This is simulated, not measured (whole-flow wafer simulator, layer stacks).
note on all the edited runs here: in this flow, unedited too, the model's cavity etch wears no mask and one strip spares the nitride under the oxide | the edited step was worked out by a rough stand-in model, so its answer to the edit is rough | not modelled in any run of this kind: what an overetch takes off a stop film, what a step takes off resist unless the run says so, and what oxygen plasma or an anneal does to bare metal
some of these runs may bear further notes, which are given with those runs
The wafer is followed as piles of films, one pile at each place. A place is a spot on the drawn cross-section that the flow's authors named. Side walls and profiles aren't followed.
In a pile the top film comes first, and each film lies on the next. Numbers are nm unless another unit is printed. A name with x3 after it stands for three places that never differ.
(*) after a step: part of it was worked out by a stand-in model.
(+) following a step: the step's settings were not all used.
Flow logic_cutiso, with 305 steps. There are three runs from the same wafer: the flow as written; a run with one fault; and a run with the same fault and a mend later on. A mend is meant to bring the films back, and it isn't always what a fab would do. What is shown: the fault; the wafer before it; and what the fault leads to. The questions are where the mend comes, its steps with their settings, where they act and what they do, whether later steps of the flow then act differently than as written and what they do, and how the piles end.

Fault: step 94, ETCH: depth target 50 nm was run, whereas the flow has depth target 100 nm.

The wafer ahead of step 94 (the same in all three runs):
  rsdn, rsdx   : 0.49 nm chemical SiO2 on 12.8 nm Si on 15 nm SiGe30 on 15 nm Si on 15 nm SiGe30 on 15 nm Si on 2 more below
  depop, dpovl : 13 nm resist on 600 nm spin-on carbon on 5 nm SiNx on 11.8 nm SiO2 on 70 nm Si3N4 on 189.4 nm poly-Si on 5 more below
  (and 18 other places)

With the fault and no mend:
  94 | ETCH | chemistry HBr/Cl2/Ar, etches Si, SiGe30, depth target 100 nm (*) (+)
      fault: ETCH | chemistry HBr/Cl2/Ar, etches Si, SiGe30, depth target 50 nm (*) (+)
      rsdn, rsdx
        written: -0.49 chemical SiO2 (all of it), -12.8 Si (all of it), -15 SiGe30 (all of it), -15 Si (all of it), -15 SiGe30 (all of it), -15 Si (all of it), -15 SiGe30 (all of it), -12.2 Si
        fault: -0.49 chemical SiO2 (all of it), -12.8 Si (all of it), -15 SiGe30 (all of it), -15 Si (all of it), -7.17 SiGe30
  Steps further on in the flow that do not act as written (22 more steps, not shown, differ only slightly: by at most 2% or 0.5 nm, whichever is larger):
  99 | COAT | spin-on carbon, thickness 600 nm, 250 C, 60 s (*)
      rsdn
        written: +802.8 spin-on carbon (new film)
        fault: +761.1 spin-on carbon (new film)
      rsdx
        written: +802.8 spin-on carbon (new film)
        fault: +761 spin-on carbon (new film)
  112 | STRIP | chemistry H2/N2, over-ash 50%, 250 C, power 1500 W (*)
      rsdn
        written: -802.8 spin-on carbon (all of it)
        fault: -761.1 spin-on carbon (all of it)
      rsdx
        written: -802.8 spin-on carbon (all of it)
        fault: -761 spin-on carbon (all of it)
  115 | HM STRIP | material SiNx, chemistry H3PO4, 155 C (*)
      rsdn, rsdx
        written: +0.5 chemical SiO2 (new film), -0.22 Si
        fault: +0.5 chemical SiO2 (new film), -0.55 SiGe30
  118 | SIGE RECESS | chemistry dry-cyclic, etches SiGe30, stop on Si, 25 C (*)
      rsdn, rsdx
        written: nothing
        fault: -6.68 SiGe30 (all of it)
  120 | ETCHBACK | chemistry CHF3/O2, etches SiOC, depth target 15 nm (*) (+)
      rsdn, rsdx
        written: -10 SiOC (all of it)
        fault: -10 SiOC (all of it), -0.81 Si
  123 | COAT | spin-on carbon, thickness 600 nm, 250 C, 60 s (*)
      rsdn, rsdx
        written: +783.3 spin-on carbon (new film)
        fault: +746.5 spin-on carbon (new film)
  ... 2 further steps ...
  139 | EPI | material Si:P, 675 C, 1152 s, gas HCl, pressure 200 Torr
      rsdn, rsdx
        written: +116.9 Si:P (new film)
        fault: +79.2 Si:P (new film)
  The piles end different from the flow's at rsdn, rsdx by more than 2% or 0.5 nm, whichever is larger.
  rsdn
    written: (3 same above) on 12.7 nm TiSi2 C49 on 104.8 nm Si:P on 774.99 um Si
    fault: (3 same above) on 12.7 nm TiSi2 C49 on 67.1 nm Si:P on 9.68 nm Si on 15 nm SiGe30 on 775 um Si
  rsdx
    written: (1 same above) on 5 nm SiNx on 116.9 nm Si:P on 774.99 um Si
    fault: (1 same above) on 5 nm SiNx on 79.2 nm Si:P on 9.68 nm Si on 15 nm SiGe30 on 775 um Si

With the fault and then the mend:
  The mend stands after step 94.
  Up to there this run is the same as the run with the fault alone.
  94a | ETCH | chemistry HBr/Cl2/Ar, etches Si, SiGe30, depth target 50 nm (*) (+) (the flow's step 94 again, with other settings)
      rsdn, rsdx
        -7.83 SiGe30 (all of it), -15 Si (all of it), -15 SiGe30 (all of it), -12.2 Si
  Every later step of the flow that is run acts as written at every place that is followed.
  The piles end the same as the flow's at every place that both follow.
